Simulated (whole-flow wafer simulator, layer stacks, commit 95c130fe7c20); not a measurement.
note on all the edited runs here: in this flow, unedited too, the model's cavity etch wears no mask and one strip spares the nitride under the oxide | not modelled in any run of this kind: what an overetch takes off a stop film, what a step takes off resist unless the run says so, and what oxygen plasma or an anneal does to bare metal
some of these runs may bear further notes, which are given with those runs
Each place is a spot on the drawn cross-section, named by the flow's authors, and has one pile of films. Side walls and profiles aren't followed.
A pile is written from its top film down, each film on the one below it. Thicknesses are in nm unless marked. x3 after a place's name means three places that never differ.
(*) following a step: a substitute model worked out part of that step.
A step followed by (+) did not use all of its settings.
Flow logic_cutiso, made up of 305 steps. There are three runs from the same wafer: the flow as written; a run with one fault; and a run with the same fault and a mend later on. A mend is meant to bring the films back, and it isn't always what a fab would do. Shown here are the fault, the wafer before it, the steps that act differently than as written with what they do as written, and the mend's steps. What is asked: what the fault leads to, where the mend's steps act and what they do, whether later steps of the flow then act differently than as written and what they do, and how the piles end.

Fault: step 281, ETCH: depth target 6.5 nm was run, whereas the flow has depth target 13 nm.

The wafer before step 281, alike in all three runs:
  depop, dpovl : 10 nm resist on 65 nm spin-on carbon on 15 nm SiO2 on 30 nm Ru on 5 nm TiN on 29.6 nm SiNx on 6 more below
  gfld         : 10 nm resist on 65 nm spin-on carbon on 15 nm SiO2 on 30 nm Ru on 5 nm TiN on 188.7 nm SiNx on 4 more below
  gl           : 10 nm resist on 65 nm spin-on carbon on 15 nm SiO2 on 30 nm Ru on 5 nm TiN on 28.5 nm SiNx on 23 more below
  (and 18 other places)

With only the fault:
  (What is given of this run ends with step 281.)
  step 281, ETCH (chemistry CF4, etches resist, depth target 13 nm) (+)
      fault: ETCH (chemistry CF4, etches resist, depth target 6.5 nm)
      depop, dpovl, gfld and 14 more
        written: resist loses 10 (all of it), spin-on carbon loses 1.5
        fault: resist loses 6.5
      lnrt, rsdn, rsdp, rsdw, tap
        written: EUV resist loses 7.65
        fault: EUV resist loses 3.82
  After step 281, at depop, dpovl, gfld and 19 more, the piles differ from the flow's by more than 2% or 0.5 nm, whichever is larger.
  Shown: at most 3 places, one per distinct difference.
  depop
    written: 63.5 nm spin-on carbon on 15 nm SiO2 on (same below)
    fault: 3.5 nm resist on 65 nm spin-on carbon on 15 nm SiO2 on (same below)
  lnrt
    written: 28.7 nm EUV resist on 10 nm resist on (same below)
    fault: 32.5 nm EUV resist on 10 nm resist on (same below)

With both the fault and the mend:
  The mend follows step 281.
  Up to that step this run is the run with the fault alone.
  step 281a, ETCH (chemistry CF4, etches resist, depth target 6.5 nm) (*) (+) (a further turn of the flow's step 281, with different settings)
      depop, dpovl, gfld and 14 more
        resist loses 3.5 (all of it), spin-on carbon loses 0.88
      lnrt, rsdn, rsdp, rsdw, tap
        EUV resist loses 3.09
  Steps later in the flow that act otherwise than as written (1 more step, not shown, differs only slightly: by at most 2% or 0.5 nm, whichever is larger):
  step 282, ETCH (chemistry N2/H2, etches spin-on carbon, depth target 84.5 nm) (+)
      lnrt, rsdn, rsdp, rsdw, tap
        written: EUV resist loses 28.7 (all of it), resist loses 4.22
        mend: EUV resist loses 29.4 (all of it), resist loses 4.18
  By the end, the piles equal the flow's at every place that both follow.
